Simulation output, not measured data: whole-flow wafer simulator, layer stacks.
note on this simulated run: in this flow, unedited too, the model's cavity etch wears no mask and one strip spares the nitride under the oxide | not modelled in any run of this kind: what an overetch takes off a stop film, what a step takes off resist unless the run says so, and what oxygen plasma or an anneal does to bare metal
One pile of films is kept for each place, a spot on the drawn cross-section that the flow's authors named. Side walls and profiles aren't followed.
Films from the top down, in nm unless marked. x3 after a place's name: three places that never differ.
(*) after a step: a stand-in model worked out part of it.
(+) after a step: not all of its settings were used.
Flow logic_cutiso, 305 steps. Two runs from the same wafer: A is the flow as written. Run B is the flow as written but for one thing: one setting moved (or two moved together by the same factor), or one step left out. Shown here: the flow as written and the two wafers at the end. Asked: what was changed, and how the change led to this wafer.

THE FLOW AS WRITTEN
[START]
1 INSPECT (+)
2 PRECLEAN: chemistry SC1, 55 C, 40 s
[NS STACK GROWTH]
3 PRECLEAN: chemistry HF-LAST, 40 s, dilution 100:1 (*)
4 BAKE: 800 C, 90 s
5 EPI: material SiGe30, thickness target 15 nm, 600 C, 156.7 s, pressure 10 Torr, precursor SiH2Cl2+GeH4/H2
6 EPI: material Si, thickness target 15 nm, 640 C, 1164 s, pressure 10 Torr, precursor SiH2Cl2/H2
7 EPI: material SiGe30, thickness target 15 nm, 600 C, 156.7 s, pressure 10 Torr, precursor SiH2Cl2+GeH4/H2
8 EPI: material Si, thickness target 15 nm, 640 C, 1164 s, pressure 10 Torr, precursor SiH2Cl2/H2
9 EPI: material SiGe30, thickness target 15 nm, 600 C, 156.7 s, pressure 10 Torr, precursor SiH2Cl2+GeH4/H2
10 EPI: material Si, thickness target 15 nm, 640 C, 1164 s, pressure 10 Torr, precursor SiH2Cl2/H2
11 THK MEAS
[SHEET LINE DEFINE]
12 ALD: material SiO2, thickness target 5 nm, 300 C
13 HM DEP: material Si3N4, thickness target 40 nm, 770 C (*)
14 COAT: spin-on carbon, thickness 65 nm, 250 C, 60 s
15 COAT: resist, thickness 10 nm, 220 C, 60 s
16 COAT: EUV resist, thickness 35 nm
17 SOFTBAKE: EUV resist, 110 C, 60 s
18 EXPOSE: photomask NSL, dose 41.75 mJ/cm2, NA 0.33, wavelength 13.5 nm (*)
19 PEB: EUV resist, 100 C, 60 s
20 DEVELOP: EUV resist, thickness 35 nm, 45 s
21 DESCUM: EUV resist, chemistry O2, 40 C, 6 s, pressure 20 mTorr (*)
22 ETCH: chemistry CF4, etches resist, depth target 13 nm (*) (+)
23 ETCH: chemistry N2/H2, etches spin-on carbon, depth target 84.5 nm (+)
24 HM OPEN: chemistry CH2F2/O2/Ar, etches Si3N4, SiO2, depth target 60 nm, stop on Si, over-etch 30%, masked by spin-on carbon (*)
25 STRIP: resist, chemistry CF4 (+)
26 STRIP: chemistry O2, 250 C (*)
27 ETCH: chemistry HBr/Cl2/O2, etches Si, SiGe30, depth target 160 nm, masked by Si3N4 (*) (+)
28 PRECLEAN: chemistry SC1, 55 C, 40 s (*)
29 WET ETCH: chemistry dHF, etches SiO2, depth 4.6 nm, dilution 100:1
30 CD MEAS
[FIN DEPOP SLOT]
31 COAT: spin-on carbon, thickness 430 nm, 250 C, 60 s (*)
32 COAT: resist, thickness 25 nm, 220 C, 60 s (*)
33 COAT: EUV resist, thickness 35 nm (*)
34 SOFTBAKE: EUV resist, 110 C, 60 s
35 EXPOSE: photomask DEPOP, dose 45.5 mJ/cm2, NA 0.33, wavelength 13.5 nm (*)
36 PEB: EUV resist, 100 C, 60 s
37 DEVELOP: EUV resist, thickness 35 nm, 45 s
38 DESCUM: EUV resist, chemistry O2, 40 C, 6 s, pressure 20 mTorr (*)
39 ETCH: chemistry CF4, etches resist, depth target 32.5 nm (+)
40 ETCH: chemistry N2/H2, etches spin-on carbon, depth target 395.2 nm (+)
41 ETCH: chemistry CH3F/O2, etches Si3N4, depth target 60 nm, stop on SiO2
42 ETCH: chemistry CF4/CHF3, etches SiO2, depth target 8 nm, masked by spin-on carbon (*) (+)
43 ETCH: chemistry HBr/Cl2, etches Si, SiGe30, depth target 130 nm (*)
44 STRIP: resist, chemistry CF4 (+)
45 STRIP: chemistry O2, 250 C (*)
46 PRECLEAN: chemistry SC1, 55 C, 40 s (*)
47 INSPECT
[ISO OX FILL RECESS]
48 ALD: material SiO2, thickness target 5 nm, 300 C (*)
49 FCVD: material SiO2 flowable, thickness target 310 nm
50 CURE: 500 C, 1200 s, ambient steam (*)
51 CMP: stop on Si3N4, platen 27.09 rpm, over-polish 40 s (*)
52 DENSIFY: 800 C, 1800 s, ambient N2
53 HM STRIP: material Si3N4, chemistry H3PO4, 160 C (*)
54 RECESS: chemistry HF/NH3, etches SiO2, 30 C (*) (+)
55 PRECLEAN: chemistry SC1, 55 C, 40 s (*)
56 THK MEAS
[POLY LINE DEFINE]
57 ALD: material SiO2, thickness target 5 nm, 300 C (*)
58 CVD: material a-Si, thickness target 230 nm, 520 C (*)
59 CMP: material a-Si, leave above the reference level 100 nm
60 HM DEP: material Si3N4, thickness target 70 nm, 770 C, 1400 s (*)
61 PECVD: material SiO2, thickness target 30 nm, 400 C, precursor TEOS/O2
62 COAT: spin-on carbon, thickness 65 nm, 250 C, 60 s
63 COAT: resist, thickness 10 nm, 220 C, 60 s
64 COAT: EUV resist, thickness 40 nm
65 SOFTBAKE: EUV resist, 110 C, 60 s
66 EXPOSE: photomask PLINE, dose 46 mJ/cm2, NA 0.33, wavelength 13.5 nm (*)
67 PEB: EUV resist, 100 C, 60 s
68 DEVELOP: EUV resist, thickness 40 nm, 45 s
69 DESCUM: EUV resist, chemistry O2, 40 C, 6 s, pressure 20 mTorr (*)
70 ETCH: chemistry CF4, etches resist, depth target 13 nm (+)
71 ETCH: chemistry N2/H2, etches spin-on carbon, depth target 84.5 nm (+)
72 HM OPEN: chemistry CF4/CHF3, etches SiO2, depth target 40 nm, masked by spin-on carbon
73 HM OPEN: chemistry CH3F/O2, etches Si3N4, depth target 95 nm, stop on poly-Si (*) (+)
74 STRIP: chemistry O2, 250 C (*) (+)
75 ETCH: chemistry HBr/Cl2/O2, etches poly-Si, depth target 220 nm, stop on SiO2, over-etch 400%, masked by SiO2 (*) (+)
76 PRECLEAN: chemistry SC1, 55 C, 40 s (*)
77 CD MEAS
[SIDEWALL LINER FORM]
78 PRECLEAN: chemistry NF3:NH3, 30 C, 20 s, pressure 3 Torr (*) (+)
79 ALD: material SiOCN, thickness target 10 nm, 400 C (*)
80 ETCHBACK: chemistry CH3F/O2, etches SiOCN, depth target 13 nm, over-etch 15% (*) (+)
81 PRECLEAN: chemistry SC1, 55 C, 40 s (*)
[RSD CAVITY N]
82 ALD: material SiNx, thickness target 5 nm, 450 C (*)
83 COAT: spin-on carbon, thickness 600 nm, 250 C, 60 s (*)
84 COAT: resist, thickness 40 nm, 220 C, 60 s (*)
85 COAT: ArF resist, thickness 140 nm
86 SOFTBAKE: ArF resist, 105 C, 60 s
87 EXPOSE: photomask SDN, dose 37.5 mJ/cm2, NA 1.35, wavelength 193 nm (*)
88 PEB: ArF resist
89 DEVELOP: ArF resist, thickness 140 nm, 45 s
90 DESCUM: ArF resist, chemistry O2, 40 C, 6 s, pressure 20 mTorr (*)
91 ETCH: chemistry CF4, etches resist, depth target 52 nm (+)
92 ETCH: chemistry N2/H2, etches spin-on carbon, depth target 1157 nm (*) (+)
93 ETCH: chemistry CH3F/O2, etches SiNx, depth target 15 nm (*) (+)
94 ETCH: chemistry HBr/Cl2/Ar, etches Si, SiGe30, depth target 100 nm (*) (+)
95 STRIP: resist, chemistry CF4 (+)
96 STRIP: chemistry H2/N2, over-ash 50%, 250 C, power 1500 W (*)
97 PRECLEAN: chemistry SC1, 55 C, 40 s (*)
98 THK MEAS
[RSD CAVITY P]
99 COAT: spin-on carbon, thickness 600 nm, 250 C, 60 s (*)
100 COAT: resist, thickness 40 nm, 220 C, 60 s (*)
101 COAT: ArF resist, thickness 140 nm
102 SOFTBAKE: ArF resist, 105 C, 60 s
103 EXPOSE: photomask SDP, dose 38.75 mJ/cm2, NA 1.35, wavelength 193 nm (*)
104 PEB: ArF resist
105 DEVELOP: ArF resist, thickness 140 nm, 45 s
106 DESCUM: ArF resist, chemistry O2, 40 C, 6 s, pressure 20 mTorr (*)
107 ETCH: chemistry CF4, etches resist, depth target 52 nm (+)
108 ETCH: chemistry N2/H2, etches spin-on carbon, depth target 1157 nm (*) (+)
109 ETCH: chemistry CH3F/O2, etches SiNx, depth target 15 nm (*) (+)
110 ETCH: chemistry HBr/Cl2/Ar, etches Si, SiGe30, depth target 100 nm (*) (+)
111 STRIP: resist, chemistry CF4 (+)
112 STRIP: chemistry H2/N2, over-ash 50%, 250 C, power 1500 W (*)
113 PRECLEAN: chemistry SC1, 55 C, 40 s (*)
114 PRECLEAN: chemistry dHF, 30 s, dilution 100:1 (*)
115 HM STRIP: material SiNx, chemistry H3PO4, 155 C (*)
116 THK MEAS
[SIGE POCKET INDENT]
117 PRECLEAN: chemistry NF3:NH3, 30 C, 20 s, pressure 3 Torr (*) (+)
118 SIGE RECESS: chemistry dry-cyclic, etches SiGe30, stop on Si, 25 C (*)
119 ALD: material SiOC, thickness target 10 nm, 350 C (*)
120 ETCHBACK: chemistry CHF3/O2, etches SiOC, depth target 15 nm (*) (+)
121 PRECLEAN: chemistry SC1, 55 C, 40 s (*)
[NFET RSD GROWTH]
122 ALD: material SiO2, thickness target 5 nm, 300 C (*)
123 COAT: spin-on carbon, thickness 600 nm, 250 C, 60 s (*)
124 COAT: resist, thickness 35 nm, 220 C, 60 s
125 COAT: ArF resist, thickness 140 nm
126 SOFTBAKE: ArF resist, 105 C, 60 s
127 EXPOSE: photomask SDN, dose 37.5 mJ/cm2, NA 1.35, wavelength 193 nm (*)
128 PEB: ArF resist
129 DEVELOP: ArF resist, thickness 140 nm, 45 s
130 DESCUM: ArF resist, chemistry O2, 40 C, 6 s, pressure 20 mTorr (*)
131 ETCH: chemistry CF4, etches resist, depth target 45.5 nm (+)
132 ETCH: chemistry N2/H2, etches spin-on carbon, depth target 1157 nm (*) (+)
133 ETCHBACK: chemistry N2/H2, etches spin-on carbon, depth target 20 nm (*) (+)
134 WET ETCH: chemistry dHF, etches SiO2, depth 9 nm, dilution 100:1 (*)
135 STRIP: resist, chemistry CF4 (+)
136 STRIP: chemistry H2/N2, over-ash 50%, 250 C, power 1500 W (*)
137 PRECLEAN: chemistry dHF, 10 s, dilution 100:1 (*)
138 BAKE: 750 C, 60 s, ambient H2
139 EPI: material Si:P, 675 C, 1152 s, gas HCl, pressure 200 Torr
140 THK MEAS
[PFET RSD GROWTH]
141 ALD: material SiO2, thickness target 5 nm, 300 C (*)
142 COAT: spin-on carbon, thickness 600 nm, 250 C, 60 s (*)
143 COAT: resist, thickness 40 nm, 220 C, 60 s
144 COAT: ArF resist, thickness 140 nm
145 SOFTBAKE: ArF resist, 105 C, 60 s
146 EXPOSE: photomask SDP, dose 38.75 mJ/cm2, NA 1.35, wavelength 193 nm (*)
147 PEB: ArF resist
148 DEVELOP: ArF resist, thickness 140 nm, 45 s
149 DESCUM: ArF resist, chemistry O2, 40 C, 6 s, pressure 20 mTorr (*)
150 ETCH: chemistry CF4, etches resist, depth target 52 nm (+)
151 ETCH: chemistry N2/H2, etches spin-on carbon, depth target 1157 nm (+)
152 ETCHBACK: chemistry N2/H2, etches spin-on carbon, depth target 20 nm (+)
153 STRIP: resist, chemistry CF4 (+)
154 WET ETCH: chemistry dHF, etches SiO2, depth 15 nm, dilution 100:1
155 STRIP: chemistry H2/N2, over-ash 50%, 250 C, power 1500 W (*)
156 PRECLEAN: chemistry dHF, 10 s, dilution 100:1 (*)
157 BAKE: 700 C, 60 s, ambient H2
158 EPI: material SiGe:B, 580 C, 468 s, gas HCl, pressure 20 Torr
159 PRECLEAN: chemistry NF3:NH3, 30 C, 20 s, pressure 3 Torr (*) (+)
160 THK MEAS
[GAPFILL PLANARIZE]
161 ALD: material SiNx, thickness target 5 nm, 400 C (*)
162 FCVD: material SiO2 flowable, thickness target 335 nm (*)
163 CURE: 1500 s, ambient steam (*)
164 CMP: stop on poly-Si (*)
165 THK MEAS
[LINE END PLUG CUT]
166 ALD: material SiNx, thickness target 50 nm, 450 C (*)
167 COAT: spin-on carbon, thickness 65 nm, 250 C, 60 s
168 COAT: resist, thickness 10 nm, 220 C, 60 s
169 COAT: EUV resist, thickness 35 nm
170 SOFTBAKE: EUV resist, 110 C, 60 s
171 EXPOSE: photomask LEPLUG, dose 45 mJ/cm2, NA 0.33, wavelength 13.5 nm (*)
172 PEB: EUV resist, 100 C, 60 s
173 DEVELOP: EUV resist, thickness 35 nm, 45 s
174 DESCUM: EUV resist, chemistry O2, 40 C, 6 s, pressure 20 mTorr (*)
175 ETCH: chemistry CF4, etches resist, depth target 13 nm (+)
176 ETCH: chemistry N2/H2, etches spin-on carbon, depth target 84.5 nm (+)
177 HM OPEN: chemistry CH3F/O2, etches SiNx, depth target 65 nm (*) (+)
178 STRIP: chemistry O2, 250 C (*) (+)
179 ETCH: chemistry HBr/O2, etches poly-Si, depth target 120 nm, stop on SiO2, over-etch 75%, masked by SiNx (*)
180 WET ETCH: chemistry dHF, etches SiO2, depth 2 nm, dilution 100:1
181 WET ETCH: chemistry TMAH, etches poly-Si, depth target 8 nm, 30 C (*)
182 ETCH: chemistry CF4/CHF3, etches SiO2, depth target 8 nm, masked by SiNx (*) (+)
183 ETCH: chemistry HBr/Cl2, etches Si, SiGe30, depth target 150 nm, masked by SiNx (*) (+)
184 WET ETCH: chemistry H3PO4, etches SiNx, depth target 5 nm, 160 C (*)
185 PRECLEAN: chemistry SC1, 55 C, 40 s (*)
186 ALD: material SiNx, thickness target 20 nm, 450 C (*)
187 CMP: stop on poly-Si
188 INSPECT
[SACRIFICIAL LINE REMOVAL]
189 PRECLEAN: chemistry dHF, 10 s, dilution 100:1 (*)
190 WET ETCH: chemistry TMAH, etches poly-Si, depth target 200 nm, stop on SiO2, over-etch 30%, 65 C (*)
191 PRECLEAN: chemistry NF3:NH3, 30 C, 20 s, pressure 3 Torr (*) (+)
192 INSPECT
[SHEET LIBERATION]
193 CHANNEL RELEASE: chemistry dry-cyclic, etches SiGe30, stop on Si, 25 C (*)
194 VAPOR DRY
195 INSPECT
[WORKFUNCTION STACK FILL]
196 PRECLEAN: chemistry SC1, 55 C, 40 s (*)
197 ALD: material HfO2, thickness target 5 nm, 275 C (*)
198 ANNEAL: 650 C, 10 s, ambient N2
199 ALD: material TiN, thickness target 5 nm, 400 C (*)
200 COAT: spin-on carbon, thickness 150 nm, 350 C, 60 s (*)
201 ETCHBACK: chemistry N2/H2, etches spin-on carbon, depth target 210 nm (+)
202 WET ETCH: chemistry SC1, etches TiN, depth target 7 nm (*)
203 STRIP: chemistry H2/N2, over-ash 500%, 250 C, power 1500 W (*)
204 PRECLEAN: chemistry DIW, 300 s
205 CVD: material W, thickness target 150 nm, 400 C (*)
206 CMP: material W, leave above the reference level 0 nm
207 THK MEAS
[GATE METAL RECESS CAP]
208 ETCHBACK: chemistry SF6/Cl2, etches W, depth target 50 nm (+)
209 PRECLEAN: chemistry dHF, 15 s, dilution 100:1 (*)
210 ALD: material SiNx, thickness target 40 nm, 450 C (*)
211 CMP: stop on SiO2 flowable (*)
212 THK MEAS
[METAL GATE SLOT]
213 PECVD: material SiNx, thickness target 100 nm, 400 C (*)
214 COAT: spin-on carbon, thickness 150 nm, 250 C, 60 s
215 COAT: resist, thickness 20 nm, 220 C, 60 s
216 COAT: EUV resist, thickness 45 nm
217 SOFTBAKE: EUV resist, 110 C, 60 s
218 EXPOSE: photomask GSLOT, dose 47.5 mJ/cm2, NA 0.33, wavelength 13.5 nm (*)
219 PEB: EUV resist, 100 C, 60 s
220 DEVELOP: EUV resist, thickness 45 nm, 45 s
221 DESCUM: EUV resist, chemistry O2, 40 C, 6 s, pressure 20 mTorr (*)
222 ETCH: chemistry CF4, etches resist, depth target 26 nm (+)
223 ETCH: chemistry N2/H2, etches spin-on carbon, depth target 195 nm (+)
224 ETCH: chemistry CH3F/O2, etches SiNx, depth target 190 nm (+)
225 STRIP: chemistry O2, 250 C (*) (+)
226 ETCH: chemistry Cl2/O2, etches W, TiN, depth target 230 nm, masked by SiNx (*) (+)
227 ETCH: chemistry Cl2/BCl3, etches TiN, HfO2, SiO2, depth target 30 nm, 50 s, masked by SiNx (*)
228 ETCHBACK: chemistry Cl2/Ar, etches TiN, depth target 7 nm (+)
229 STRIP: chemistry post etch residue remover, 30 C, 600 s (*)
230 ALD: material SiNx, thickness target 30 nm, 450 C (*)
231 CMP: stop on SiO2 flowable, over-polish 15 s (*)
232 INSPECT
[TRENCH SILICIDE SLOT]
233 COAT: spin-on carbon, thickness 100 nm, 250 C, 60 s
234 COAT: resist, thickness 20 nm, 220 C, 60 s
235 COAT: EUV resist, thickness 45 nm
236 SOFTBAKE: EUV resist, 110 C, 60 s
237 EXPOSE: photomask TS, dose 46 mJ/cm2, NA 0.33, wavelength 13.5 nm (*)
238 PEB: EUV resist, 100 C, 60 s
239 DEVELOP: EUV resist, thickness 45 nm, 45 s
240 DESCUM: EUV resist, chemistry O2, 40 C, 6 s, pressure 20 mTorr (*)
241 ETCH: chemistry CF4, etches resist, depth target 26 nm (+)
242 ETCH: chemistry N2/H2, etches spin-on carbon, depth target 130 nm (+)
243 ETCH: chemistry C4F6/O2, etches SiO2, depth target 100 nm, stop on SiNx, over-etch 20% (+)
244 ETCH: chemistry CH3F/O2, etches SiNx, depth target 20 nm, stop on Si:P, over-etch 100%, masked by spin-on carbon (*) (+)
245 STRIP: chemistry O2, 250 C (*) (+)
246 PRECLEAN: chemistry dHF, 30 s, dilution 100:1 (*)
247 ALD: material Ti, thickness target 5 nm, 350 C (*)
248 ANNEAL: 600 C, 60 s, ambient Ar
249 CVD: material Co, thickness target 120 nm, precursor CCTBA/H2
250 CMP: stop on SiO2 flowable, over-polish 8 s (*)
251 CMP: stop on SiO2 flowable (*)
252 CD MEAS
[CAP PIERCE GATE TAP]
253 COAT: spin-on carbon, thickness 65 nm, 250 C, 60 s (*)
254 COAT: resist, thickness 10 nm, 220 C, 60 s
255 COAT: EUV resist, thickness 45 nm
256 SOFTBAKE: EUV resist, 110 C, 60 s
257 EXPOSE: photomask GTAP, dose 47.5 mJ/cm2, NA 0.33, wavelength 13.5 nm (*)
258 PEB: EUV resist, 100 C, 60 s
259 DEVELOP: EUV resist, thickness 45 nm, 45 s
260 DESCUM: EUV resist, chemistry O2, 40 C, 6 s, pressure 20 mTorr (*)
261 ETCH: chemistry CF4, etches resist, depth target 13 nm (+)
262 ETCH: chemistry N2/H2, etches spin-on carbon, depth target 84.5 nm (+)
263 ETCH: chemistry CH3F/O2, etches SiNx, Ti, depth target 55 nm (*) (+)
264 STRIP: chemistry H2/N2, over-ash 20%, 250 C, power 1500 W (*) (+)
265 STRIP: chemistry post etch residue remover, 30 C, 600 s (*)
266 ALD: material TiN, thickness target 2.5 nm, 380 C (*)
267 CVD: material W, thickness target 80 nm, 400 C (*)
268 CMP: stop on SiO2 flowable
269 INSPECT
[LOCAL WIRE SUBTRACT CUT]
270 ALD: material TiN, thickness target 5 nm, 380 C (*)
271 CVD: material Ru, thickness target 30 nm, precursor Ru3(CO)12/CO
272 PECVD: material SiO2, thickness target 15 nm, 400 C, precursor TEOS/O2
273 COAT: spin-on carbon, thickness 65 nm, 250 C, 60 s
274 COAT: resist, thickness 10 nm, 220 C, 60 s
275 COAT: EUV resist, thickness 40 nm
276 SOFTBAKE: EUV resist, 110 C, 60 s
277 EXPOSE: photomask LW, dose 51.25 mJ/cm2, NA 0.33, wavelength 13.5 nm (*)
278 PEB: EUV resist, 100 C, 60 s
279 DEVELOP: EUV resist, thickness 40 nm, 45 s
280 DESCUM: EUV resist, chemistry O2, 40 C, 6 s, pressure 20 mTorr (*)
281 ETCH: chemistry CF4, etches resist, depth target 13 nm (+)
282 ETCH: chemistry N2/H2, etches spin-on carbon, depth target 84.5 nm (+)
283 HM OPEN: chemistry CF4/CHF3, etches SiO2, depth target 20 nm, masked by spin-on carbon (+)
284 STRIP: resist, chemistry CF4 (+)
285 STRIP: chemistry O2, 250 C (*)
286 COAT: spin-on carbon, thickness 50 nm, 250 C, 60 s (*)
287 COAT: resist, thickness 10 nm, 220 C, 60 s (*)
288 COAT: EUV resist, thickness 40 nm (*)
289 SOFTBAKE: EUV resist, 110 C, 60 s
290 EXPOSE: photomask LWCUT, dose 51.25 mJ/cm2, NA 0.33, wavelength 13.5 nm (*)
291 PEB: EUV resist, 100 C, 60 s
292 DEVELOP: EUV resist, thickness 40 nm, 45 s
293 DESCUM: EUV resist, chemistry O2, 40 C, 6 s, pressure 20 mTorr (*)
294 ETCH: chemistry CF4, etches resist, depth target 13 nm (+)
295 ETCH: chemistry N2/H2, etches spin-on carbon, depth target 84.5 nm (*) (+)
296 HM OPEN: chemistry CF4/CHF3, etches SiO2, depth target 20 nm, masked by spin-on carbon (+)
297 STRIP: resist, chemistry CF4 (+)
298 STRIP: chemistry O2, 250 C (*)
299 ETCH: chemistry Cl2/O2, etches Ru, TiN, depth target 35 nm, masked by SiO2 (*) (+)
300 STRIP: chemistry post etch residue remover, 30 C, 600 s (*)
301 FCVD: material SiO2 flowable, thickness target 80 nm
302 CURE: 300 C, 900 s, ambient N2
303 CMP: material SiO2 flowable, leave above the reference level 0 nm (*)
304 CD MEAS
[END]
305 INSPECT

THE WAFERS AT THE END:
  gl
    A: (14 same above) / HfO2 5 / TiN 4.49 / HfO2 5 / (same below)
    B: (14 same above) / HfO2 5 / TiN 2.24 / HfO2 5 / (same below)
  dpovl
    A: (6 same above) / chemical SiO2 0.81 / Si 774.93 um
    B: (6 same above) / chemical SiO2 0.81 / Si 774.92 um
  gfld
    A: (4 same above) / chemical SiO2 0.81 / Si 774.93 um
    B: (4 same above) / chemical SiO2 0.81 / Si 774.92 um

The cause: step 7, EPI: thickness target 12.8 nm was run, where the flow has thickness target 15 nm; step 7, EPI: 133.2 s was run, where the flow has 156.7 s.

How the change led to this, step by step:
  7 EPI: material SiGe30, thickness target 15 nm, 600 C, 156.7 s, pressure 10 Torr, precursor SiH2Cl2+GeH4/H2
      depop, dpovl, gfld and 19 more: A SiGe30 +15 (new film) | B SiGe30 +12.8 (new film)
  27 ETCH: chemistry HBr/Cl2/O2, etches Si, SiGe30, depth target 160 nm, masked by Si3N4 (*) (+)
      gfld, gxf, iso, lnri: A chemical SiO2 -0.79 (all of it), Si -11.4 (all of it), SiGe30 -15 (all of it), Si -15 (all of it), SiGe30 -15 (all of it), Si -15 (all of it), SiGe30 -15 (all of it), Si -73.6 | B chemical SiO2 -0.79 (all of it), Si -11.4 (all of it), SiGe30 -15 (all of it), Si -15 (all of it), SiGe30 -12.8 (all of it), Si -15 (all of it), SiGe30 -15 (all of it), Si -75.9
      dpovl, nsgap: A chemical SiO2 -0.79 (all of it), Si -11.8 (all of it), SiGe30 -15 (all of it), Si -15 (all of it), SiGe30 -15 (all of it), Si -15 (all of it), SiGe30 -15 (all of it), Si -73.2 | B chemical SiO2 -0.79 (all of it), Si -11.8 (all of it), SiGe30 -15 (all of it), Si -15 (all of it), SiGe30 -12.8 (all of it), Si -15 (all of it), SiGe30 -15 (all of it), Si -75.5
      (and at 1 more place)
  43 ETCH: chemistry HBr/Cl2, etches Si, SiGe30, depth target 130 nm (*)
      depop: A Si -14 (all of it), SiGe30 -15 (all of it), Si -15 (all of it), SiGe30 -15 (all of it), Si -15 (all of it), SiGe30 -15 (all of it), Si -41 | B Si -14 (all of it), SiGe30 -15 (all of it), Si -15 (all of it), SiGe30 -12.8 (all of it), Si -15 (all of it), SiGe30 -15 (all of it), Si -43.2
  94 ETCH: chemistry HBr/Cl2/Ar, etches Si, SiGe30, depth target 100 nm (*) (+)
      rsdn, rsdx: A chemical SiO2 -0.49 (all of it), Si -12.8 (all of it), SiGe30 -15 (all of it), Si -15 (all of it), SiGe30 -15 (all of it), Si -15 (all of it), SiGe30 -15 (all of it), Si -12.2 | B chemical SiO2 -0.49 (all of it), Si -12.8 (all of it), SiGe30 -15 (all of it), Si -15 (all of it), SiGe30 -12.8 (all of it), Si -15 (all of it), SiGe30 -15 (all of it), Si -14.4
  110 ETCH: chemistry HBr/Cl2/Ar, etches Si, SiGe30, depth target 100 nm (*) (+)
      rsdp, rsdw: A chemical SiO2 -0.49 (all of it), Si -12.8 (all of it), SiGe30 -15 (all of it), Si -15 (all of it), SiGe30 -15 (all of it), Si -15 (all of it), SiGe30 -15 (all of it), Si -12.2 | B chemical SiO2 -0.49 (all of it), Si -12.8 (all of it), SiGe30 -15 (all of it), Si -15 (all of it), SiGe30 -12.8 (all of it), Si -15 (all of it), SiGe30 -15 (all of it), Si -14.4
  118 SIGE RECESS: chemistry dry-cyclic, etches SiGe30, stop on Si, 25 C (*)
      lnr, lnrp, lnrt: A SiOCN -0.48, Si -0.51, cavity +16 (new film), SiGe30 -15 (all of it), Si -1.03, cavity +16 (new film), SiGe30 -15 (all of it), Si -1.03, cavity +16 (new film), SiGe30 -15 (all of it), Si -0.51 | B SiOCN -0.48, Si -0.51, cavity +16 (new film), SiGe30 -15 (all of it), Si -1.03, cavity +13.8 (new film), SiGe30 -12.8 (all of it), Si -1.03, cavity +16 (new film), SiGe30 -15 (all of it), Si -0.51
  119 ALD: material SiOC, thickness target 10 nm, 350 C (*)
      lnr, lnrp, lnrt: A SiOC +10 (new film), SiOC +16 (new film), cavity -16 (all of it), SiOC +16 (new film), cavity -16 (all of it), SiOC +16 (new film), cavity -16 (all of it) | B SiOC +10 (new film), SiOC +16 (new film), cavity -16 (all of it), SiOC +13.8 (new film), cavity -13.8 (all of it), SiOC +16 (new film), cavity -16 (all of it)
  183 ETCH: chemistry HBr/Cl2, etches Si, SiGe30, depth target 150 nm, masked by SiNx (*) (+)
      plug: A Si -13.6 (all of it), SiGe30 -15 (all of it), Si -15 (all of it), SiGe30 -15 (all of it), Si -15 (all of it), SiGe30 -15 (all of it), Si -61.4 | B Si -13.6 (all of it), SiGe30 -15 (all of it), Si -15 (all of it), SiGe30 -12.8 (all of it), Si -15 (all of it), SiGe30 -15 (all of it), Si -63.7
  193 CHANNEL RELEASE: chemistry dry-cyclic, etches SiGe30, stop on Si, 25 C (*)
      gl, glp, gxn, gxp, ns, tap: A chemical SiO2 +0.8 (new film), Si -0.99, chemical SiO2 +0.8 (new film), cavity +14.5 (new film), chemical SiO2 +0.8 (new film), SiGe30 -15 (all of it), Si -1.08, chemical SiO2 +0.8 (new film), cavity +14.5 (new film), chemical SiO2 +0.8 (new film), SiGe30 -15 (all of it), Si -1.08, chemical SiO2 +0.8 (new film), cavity +14.5 (new film), chemical SiO2 +0.8 (new film), SiGe30 -15 (all of it), Si -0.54 | B chemical SiO2 +0.8 (new film), Si -0.99, chemical SiO2 +0.8 (new film), cavity +14.5 (new film), chemical SiO2 +0.8 (new film), SiGe30 -15 (all of it), Si -1.08, chemical SiO2 +0.8 (new film), cavity +12.2 (new film), chemical SiO2 +0.8 (new film), SiGe30 -12.8 (all of it), Si -1.08, chemical SiO2 +0.8 (new film), cavity +14.5 (new film), chemical SiO2 +0.8 (new film), SiGe30 -15 (all of it), Si -0.54
  199 ALD: material TiN, thickness target 5 nm, 400 C (*)
      gl, glp, tap: A TiN +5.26 (new film), TiN +4.49 (new film), cavity -4.49 (all of it), TiN +4.49 (new film), cavity -4.49 (all of it), TiN +4.49 (new film), cavity -4.49 (all of it) | B TiN +5.26 (new film), TiN +4.49 (new film), cavity -4.49 (all of it), TiN +2.24 (new film), cavity -2.24 (all of it), TiN +4.49 (new film), cavity -4.49 (all of it)
      gxn, gxp, ns: A TiN +5 (new film), TiN +4.49 (new film), cavity -4.49 (all of it), TiN +4.49 (new film), cavity -4.49 (all of it), TiN +4.49 (new film), cavity -4.49 (all of it) | B TiN +5 (new film), TiN +4.49 (new film), cavity -4.49 (all of it), TiN +2.24 (new film), cavity -2.24 (all of it), TiN +4.49 (new film), cavity -4.49 (all of it)
